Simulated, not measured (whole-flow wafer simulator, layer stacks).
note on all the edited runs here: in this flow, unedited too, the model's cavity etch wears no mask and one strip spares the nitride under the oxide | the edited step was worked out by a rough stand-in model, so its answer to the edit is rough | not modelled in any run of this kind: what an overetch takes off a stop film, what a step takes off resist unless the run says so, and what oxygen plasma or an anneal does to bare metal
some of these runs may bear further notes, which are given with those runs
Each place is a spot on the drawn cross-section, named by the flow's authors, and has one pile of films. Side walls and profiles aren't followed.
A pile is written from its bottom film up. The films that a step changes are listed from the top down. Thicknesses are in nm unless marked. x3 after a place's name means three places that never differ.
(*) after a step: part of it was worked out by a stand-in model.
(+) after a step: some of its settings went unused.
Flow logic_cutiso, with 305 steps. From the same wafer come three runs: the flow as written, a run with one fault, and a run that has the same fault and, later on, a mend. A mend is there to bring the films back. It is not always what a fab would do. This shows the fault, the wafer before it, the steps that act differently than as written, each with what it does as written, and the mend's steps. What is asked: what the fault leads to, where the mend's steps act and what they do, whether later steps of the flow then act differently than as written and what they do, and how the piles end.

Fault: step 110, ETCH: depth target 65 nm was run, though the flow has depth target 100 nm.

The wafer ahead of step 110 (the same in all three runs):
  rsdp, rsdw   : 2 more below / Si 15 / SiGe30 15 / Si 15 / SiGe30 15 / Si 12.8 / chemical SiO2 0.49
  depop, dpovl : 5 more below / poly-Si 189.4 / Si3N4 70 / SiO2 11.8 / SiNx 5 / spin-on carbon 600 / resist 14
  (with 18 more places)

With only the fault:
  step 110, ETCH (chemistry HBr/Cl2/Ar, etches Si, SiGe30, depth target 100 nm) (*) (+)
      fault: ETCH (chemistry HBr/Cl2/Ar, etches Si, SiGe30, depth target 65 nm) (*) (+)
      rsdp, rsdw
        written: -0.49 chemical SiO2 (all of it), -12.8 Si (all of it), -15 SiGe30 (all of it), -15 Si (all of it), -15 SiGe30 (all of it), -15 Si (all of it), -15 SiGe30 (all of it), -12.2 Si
        fault: -0.49 chemical SiO2 (all of it), -12.8 Si (all of it), -15 SiGe30 (all of it), -15 Si (all of it), -15 SiGe30 (all of it), -7.17 Si
  Steps further on in the flow that do not act as written (10 other steps are not shown; they differ only slightly, by no more than 2% or 0.5 nm, whichever is larger):
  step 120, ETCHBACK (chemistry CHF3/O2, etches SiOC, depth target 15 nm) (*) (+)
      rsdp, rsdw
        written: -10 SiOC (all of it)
        fault: -10 SiOC (all of it), -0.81 Si
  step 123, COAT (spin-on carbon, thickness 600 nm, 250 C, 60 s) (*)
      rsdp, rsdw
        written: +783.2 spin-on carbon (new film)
        fault: +753.6 spin-on carbon (new film)
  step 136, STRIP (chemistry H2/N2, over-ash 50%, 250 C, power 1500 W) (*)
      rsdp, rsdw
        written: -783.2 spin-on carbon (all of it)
        fault: -753.6 spin-on carbon (all of it)
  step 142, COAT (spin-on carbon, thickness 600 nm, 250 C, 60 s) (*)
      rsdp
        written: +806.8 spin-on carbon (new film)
        fault: +776.2 spin-on carbon (new film)
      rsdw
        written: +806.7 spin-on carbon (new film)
        fault: +776.1 spin-on carbon (new film)
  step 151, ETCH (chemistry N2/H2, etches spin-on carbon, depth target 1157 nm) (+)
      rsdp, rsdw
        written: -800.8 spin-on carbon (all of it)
        fault: -770.1 spin-on carbon (all of it), -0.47 SiO2
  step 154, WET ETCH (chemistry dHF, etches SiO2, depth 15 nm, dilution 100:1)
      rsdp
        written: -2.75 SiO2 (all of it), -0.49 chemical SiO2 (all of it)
        fault: -1.93 SiO2 (all of it), -0.49 chemical SiO2 (all of it)
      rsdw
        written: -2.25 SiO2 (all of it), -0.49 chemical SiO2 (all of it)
        fault: -1.36 SiO2 (all of it), -0.49 chemical SiO2 (all of it)
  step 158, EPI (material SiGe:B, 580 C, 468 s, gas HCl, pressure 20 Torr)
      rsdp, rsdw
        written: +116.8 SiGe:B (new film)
        fault: +82.8 SiGe:B (new film)
  At rsdp, rsdw, the piles at the end differ from the flow's by more than 2% or 0.5 nm, whichever is larger.
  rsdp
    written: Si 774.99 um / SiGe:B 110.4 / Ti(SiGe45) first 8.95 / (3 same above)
    fault: Si 775 um / SiGe30 15 / Si 6.11 / SiGe:B 76.3 / Ti(SiGe45) first 8.95 / (3 same above)
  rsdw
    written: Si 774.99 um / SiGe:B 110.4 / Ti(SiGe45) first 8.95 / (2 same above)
    fault: Si 775 um / SiGe30 15 / Si 6.11 / SiGe:B 76.3 / Ti(SiGe45) first 8.95 / (2 same above)

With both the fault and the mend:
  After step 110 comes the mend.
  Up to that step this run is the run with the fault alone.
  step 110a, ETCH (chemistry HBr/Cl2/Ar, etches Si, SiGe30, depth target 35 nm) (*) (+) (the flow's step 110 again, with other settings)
      rsdp, rsdw
        -7.83 Si (all of it), -15 SiGe30 (all of it), -12.2 Si
  Every later step of the flow that is run acts as written at every place that is followed.
  By the end, the piles equal the flow's at every place that both follow.
